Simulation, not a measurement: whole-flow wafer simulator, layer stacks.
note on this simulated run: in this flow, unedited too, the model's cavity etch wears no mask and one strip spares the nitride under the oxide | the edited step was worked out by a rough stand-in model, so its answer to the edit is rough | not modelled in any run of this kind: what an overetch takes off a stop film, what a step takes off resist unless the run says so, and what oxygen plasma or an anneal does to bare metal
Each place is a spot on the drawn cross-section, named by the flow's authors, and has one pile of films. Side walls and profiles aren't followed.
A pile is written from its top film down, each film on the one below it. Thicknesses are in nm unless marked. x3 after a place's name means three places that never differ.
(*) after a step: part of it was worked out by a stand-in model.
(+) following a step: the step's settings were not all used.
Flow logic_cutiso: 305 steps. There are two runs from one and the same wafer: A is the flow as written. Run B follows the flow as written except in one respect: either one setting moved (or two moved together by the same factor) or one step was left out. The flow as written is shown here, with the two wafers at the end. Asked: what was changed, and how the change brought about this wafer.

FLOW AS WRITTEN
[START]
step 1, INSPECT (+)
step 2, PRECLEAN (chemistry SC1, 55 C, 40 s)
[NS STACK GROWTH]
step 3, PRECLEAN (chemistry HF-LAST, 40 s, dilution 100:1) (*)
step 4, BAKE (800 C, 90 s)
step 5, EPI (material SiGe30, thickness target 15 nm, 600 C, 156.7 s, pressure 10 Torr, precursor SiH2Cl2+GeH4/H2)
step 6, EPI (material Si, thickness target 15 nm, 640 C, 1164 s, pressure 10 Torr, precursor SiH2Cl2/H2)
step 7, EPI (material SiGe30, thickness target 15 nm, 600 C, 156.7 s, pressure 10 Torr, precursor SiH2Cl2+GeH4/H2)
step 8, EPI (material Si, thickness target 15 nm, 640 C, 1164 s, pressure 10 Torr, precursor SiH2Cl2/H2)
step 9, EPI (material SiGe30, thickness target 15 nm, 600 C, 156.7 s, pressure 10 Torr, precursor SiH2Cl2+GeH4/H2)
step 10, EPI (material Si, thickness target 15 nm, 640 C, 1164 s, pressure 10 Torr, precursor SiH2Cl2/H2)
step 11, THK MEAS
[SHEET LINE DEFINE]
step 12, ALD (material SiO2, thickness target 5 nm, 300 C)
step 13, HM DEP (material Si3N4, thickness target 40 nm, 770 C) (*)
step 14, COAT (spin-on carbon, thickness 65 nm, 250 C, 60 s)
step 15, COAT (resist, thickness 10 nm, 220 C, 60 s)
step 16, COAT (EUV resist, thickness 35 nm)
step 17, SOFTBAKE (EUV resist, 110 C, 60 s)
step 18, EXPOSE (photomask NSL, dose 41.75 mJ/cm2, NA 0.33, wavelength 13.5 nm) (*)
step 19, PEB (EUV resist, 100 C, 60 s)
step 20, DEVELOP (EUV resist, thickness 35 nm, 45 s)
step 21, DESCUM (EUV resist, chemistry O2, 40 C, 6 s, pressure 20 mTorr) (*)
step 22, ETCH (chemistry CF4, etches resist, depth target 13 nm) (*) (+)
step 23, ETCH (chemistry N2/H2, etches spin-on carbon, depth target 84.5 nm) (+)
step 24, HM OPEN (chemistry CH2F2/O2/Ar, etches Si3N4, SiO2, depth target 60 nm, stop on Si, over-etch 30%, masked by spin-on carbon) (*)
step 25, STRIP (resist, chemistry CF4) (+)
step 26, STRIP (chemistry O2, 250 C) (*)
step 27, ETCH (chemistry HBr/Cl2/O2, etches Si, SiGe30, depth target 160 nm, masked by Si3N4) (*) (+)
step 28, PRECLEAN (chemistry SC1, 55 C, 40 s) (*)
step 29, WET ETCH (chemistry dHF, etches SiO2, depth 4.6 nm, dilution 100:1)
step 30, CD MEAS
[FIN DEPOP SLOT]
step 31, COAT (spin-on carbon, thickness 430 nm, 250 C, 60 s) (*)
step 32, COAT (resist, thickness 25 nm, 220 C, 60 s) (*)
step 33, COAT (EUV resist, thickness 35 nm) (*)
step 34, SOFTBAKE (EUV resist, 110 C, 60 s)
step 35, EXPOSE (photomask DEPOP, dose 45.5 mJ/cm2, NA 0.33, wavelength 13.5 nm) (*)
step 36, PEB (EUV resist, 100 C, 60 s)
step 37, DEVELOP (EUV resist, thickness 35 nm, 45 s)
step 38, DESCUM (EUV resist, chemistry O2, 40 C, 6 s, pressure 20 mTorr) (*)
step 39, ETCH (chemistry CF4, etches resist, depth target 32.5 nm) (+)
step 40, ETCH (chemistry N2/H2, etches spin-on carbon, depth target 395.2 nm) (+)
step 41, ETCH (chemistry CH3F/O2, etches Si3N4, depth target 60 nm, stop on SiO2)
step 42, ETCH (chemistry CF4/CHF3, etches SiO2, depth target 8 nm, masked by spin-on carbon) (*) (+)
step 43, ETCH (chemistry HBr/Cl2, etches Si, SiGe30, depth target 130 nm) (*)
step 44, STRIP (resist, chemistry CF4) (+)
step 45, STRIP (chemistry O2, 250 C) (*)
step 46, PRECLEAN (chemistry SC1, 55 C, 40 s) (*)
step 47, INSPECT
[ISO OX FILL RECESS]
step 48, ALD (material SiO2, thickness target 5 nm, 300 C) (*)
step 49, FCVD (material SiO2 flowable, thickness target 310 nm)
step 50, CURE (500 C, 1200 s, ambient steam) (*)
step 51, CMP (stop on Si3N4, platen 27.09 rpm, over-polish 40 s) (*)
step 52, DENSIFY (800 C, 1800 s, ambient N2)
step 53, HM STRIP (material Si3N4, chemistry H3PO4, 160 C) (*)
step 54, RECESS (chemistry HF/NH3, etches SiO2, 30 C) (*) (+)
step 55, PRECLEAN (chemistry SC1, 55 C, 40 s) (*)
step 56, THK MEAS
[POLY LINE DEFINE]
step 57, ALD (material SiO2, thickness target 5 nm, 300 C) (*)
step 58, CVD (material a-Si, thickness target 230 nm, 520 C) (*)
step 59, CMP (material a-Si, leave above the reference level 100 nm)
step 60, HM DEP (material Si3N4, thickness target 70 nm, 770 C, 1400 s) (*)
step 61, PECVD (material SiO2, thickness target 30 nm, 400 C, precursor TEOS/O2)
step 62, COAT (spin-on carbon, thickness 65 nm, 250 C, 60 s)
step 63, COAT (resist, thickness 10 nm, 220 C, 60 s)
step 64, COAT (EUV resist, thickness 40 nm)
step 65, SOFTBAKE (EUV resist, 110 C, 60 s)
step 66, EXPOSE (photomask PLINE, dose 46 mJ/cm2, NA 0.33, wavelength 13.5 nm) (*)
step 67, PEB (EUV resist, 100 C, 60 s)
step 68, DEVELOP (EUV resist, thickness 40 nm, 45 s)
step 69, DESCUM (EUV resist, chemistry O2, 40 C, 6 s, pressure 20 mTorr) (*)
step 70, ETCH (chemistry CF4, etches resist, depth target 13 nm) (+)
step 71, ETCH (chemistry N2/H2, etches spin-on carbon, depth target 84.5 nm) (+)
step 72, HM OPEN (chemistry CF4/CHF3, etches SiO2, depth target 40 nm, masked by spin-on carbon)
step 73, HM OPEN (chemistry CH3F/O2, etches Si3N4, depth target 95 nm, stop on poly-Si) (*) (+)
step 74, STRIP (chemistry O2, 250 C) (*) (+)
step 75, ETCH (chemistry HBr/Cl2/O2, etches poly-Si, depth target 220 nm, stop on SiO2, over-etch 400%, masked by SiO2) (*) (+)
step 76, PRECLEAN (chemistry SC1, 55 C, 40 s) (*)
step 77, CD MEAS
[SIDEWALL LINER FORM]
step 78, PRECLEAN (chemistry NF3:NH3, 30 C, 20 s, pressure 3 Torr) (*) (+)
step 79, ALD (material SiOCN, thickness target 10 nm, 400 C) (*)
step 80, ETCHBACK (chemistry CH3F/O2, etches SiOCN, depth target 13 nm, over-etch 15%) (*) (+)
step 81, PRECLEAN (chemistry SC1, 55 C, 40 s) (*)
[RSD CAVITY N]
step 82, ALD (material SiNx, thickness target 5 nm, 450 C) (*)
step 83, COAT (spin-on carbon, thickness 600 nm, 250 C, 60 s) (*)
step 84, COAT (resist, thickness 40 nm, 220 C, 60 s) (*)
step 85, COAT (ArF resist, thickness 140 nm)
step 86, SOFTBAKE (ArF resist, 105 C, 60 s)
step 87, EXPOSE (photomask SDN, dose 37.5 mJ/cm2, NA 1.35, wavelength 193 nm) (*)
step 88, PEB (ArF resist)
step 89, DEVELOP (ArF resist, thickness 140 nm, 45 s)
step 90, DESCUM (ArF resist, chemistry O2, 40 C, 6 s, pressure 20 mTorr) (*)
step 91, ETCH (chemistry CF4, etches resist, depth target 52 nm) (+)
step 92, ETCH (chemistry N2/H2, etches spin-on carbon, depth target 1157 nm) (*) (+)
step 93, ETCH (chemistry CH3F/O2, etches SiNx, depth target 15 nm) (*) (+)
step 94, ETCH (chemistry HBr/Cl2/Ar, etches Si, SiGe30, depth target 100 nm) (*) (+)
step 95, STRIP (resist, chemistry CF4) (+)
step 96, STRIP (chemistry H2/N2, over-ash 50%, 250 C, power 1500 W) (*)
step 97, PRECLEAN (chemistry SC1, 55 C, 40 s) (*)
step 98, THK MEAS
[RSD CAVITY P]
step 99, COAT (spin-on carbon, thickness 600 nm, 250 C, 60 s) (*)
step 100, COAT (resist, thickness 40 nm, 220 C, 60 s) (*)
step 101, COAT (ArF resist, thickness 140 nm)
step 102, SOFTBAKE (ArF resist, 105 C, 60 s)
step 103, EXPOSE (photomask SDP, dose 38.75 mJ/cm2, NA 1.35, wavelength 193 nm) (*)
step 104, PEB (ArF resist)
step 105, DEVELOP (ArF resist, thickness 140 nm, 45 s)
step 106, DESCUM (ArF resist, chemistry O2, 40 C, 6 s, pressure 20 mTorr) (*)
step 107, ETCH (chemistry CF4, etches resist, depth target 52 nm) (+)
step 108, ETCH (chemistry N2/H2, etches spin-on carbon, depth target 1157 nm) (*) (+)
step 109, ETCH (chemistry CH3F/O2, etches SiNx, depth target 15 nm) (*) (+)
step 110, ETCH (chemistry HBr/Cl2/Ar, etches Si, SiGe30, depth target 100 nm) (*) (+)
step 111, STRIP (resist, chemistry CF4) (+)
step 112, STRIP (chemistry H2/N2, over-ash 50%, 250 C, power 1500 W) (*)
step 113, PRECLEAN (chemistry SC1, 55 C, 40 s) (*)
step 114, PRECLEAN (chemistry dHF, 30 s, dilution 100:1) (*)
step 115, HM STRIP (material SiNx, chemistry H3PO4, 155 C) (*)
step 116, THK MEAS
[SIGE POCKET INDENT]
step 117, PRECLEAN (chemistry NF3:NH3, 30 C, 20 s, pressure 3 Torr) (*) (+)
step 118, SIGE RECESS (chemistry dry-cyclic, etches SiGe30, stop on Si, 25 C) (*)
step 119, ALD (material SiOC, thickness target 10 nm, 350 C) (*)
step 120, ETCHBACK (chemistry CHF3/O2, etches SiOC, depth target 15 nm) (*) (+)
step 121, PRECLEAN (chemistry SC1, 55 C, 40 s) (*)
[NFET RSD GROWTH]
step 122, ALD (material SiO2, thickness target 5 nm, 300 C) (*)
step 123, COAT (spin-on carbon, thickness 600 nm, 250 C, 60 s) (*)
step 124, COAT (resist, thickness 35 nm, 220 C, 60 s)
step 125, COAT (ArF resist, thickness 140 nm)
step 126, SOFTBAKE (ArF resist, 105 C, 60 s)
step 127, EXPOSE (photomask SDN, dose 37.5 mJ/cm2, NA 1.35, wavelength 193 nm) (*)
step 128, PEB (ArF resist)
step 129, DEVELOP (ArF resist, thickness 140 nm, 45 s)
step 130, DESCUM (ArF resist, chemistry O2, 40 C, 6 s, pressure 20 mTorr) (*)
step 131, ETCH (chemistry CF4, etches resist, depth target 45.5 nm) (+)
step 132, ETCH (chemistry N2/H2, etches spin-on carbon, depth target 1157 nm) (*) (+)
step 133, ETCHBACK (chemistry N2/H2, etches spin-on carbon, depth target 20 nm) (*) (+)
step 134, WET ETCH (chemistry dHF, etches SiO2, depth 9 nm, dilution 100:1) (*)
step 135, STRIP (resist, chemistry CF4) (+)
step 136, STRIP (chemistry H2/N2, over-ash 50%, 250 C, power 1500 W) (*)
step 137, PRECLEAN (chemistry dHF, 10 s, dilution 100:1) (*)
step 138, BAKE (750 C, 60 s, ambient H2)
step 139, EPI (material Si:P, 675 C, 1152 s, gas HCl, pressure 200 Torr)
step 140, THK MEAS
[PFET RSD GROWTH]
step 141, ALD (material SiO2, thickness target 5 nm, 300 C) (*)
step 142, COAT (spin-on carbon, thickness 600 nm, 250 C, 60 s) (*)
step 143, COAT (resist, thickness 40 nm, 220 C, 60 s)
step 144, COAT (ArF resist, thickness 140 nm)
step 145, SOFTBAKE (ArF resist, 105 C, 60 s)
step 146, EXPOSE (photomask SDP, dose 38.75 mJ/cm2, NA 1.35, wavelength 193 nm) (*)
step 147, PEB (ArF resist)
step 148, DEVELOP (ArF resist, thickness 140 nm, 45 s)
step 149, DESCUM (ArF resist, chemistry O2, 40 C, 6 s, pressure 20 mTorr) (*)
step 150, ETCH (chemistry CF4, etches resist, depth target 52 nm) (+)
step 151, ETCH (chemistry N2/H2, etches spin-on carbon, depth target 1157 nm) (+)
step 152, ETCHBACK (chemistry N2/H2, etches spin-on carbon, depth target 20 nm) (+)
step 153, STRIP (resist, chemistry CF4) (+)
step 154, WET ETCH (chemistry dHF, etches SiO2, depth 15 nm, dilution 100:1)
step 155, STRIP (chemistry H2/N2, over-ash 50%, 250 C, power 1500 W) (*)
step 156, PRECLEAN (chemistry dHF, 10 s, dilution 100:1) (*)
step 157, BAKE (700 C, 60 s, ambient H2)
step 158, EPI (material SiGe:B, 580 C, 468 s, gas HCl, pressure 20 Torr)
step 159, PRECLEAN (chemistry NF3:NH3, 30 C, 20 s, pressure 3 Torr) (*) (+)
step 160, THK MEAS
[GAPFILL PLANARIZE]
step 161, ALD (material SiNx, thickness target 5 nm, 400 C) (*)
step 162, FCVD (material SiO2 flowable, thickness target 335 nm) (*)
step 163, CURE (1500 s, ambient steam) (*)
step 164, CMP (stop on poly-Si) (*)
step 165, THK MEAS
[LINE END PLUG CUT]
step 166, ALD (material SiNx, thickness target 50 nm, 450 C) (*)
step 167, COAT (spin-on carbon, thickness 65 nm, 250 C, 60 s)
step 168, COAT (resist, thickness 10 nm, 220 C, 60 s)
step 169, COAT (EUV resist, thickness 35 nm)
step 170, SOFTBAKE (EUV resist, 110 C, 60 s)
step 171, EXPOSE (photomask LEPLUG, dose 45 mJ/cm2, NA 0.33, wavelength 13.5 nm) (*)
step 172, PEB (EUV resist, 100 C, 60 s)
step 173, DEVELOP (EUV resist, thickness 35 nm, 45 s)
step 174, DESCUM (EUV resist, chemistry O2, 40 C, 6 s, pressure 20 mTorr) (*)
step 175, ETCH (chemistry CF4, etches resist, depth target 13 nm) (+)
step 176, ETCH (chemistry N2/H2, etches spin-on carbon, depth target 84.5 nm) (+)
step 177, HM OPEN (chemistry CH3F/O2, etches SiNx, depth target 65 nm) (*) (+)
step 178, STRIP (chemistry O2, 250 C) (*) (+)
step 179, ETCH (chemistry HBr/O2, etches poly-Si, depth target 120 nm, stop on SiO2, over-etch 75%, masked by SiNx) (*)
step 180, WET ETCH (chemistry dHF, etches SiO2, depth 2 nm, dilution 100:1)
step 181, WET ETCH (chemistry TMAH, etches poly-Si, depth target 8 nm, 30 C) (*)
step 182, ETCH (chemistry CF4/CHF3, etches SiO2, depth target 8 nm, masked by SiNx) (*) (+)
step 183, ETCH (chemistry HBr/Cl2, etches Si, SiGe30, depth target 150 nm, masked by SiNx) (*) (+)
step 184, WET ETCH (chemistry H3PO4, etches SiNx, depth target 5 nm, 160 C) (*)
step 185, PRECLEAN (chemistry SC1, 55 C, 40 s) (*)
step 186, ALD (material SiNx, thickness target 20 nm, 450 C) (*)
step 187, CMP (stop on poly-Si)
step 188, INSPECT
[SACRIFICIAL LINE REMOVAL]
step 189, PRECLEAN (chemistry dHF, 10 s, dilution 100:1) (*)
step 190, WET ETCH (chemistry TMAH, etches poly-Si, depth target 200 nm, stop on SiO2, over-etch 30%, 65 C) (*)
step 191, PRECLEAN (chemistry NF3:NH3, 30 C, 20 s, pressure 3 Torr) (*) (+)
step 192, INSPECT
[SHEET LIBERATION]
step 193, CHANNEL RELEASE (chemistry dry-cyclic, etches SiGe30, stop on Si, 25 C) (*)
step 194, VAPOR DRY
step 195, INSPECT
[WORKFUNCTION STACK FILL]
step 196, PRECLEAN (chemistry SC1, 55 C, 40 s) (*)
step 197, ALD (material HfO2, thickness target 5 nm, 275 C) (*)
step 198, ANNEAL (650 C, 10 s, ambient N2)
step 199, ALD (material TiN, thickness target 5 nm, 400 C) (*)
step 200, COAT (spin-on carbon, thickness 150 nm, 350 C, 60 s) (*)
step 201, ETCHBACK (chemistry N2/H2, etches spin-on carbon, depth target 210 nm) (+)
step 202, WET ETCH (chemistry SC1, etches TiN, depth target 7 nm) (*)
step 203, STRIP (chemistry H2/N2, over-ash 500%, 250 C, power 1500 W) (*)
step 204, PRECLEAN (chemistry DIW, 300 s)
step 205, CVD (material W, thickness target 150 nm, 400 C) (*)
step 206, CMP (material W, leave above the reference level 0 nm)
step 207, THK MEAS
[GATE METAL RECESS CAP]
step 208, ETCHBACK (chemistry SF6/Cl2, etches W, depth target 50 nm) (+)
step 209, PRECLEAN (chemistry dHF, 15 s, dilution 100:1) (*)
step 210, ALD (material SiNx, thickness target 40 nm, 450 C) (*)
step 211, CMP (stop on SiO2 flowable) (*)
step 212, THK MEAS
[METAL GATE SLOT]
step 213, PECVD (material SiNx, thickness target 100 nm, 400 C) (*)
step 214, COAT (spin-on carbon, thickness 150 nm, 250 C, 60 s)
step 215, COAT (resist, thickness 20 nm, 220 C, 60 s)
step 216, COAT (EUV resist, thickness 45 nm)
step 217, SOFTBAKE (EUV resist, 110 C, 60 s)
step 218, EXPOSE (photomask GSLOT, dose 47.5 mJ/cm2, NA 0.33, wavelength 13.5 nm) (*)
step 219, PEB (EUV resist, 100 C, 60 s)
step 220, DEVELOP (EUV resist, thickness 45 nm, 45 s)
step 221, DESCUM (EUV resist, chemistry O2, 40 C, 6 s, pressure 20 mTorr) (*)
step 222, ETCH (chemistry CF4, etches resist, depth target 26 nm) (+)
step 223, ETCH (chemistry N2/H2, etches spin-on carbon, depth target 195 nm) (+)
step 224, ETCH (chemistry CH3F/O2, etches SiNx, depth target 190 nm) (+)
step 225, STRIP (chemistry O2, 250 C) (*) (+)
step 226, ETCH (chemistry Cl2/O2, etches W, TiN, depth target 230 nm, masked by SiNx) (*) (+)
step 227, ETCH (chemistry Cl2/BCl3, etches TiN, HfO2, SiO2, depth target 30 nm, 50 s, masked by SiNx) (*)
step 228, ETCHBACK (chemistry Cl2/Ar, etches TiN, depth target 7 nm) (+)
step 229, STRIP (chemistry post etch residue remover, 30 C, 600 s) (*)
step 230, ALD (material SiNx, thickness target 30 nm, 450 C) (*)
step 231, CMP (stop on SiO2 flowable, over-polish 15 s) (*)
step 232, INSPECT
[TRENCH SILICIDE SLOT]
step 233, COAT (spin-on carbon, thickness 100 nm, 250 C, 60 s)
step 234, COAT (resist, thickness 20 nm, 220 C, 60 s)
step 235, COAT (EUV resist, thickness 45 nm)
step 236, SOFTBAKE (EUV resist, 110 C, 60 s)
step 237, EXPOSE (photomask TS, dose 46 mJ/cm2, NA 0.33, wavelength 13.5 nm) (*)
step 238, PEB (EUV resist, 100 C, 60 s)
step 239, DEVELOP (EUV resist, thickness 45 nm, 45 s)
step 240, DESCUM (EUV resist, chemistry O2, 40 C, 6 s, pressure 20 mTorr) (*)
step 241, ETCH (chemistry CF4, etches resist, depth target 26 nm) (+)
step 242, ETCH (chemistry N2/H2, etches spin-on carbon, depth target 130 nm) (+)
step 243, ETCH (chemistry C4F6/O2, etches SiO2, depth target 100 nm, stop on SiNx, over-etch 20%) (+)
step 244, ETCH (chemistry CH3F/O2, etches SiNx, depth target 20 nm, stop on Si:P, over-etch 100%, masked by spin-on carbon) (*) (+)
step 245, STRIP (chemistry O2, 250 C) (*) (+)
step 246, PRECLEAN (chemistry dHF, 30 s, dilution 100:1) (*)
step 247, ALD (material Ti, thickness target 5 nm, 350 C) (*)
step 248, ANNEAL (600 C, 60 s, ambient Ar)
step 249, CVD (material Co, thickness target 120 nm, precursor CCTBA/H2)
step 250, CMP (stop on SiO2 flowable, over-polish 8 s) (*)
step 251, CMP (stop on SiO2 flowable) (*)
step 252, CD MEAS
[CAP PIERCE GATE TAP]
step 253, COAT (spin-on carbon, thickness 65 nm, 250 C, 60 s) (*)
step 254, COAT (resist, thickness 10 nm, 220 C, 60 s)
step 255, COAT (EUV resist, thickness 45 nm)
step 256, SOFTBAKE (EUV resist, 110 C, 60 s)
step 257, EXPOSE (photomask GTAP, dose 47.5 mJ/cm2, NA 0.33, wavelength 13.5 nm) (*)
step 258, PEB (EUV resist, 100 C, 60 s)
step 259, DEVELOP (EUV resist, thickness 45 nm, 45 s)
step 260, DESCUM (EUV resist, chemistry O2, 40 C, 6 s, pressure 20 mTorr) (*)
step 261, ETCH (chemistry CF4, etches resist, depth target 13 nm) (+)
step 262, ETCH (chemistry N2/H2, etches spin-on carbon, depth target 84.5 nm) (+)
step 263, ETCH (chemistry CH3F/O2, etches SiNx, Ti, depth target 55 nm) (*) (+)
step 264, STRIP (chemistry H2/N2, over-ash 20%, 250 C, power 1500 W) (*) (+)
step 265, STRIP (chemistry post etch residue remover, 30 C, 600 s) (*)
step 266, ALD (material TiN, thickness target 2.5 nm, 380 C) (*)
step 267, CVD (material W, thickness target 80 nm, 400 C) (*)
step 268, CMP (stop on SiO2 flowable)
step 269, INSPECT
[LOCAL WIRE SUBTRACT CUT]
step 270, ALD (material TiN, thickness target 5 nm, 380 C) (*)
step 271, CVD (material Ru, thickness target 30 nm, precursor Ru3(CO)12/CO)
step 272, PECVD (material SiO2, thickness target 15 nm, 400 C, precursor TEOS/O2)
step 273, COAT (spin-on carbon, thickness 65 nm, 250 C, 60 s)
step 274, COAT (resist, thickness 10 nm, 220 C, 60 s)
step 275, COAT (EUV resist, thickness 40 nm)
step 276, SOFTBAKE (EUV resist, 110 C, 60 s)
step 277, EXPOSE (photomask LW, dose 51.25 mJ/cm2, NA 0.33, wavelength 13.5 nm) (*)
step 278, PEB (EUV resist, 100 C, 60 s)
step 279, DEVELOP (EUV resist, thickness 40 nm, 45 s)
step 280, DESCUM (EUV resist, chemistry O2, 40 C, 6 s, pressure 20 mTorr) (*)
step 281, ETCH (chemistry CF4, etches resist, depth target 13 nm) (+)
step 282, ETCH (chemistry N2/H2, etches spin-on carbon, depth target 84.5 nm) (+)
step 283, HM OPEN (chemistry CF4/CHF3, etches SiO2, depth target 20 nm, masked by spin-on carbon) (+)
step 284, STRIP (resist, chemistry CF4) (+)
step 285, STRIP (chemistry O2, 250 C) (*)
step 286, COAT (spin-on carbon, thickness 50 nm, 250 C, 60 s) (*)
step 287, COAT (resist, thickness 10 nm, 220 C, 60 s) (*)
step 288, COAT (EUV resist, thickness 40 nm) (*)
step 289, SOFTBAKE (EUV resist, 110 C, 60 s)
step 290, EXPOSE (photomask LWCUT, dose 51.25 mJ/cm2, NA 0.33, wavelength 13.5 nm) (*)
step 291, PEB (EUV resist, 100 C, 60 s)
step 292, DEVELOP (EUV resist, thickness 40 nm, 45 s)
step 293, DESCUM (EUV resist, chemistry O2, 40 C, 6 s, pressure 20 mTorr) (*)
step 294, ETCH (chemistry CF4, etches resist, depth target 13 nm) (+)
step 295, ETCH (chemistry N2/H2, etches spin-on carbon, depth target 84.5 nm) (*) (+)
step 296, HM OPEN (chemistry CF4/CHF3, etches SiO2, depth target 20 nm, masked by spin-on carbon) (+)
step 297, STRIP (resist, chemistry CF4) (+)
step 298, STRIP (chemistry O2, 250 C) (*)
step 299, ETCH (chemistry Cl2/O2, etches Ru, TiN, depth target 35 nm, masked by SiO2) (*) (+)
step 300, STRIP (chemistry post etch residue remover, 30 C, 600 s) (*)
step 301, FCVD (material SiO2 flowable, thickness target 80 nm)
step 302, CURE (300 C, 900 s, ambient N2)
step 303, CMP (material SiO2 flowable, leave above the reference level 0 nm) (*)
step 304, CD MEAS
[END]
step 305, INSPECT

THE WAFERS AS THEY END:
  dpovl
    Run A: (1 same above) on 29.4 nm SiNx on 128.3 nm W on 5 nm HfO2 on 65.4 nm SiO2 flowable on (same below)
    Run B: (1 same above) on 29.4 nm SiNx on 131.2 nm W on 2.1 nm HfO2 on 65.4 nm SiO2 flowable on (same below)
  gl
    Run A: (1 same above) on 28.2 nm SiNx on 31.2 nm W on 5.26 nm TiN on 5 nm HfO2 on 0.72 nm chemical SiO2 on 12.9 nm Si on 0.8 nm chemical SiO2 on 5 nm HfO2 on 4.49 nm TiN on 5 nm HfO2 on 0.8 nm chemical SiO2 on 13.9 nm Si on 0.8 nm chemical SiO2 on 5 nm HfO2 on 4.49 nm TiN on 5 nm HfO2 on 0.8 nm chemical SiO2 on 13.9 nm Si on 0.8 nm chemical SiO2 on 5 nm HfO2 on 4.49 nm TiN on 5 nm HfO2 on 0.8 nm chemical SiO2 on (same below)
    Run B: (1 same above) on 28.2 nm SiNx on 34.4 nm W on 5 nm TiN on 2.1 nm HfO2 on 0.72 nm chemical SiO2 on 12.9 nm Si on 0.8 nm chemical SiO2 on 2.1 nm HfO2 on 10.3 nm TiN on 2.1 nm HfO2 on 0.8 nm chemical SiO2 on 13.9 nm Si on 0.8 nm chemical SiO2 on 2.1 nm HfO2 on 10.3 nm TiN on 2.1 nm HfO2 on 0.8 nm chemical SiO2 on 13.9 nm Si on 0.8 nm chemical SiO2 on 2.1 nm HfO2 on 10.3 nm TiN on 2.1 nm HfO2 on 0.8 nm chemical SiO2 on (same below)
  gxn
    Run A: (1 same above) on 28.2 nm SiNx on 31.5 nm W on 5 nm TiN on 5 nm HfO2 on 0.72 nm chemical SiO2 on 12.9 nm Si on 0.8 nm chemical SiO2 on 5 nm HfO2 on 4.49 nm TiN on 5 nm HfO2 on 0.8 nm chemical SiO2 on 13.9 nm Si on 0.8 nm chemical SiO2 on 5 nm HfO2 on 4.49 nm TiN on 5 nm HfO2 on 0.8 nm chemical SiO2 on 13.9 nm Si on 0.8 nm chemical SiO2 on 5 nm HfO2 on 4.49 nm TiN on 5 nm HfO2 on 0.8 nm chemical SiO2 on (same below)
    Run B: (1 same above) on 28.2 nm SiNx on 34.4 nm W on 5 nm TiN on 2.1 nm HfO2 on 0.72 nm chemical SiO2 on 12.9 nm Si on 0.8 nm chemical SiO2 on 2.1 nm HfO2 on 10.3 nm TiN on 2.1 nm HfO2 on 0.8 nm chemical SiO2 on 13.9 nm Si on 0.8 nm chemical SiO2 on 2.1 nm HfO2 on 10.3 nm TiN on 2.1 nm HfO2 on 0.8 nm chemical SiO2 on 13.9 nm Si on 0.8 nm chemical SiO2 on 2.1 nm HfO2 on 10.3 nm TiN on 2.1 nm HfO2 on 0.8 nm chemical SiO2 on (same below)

The reason: step 197, ALD: thickness target 2.1 nm was run, though the flow has thickness target 5 nm.
The wafer lets one read it off: dpovl has HfO2 2.1, and step 197 as written asks for 5 nm.

Step by step, how the change led to this:
  step 197, ALD (material HfO2, thickness target 5 nm, 275 C) (*)
      depop, dpovl, gfld and 12 more: A +5 HfO2 (new film) | B +2.1 HfO2 (new film)
      gl, glp, gxn, gxp, ns, tap: A +5 HfO2 (new film), +5 HfO2 (new film), -10 cavity, +5 HfO2 (new film), +5 HfO2 (new film), -10 cavity, +5 HfO2 (new film), +5 HfO2 (new film), -10 cavity, +5 HfO2 (new film) | B +2.1 HfO2 (new film), +2.1 HfO2 (new film), -4.2 cavity, +2.1 HfO2 (new film), +2.1 HfO2 (new film), -4.2 cavity, +2.1 HfO2 (new film), +2.1 HfO2 (new film), -4.2 cavity, +2.1 HfO2 (new film)
      (as well as at 1 more place)
  step 199, ALD (material TiN, thickness target 5 nm, 400 C) (*)
      gl, glp, tap: A +5.26 TiN (new film), +4.49 TiN (new film), -4.49 cavity (all of it), +4.49 TiN (new film), -4.49 cavity (all of it), +4.49 TiN (new film), -4.49 cavity (all of it) | B +5 TiN (new film), +10.3 TiN (new film), -10.3 cavity (all of it), +10.3 TiN (new film), -10.3 cavity (all of it), +10.3 TiN (new film), -10.3 cavity (all of it)
      gxn, gxp, ns: A +5 TiN (new film), +4.49 TiN (new film), -4.49 cavity (all of it), +4.49 TiN (new film), -4.49 cavity (all of it), +4.49 TiN (new film), -4.49 cavity (all of it) | B +5 TiN (new film), +10.3 TiN (new film), -10.3 cavity (all of it), +10.3 TiN (new film), -10.3 cavity (all of it), +10.3 TiN (new film), -10.3 cavity (all of it)
      (as well as at 2 more places)
  step 200, COAT (spin-on carbon, thickness 150 nm, 350 C, 60 s) (*)
      gl, glp: A +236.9 spin-on carbon (new film) | B +228.3 spin-on carbon (new film)
      gxn, gxp: A +236.9 spin-on carbon (new film) | B +227.8 spin-on carbon (new film)
      (as well as at 18 more places)
  step 201, ETCHBACK (chemistry N2/H2, etches spin-on carbon, depth target 210 nm) (+)
      lnr, lnrp: A -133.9 spin-on carbon (all of it) | B -125.4 spin-on carbon (all of it)
      rsdn, rsdw: A -145.8 spin-on carbon (all of it) | B -137 spin-on carbon (all of it)
      (as well as at 11 more places)
  step 203, STRIP (chemistry H2/N2, over-ash 500%, 250 C, power 1500 W) (*)
      gl, glp: A -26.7 spin-on carbon (all of it) | B -18.1 spin-on carbon (all of it)
      gxn, gxp: A -26.8 spin-on carbon (all of it) | B -17.7 spin-on carbon (all of it)
      (as well as at 3 more places)
  step 206, CMP (material W, leave above the reference level 0 nm)
      lnr, lnri, lnrp, lnrt: A -150 W (all of it), -5 HfO2 (all of it), -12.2 SiOCN | B -150 W (all of it), -2.1 HfO2 (all of it), -12.2 SiOCN
      rsdn, rsdp, rsdw, rsdx: A -162.2 W (all of it), -5 HfO2 (all of it) | B -162.2 W (all of it), -2.1 HfO2 (all of it)
      (as well as at 2 more places)
  step 226, ETCH (chemistry Cl2/O2, etches W, TiN, depth target 230 nm, masked by SiNx) (*) (+)
      depop, dpovl, gl and 18 more: A -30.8 SiNx | B -31.5 SiNx
      gfld: A -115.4 W (all of it), -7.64 TiN (all of it), -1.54 HfO2 | B -121 W (all of it), -5 TiN (all of it), -1.57 HfO2
  step 227, ETCH (chemistry Cl2/BCl3, etches TiN, HfO2, SiO2, depth target 30 nm, 50 s, masked by SiNx) (*)
      gfld: A -3.46 HfO2 (all of it), -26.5 SiO2 flowable | B -0.53 HfO2 (all of it), -29.5 SiO2 flowable
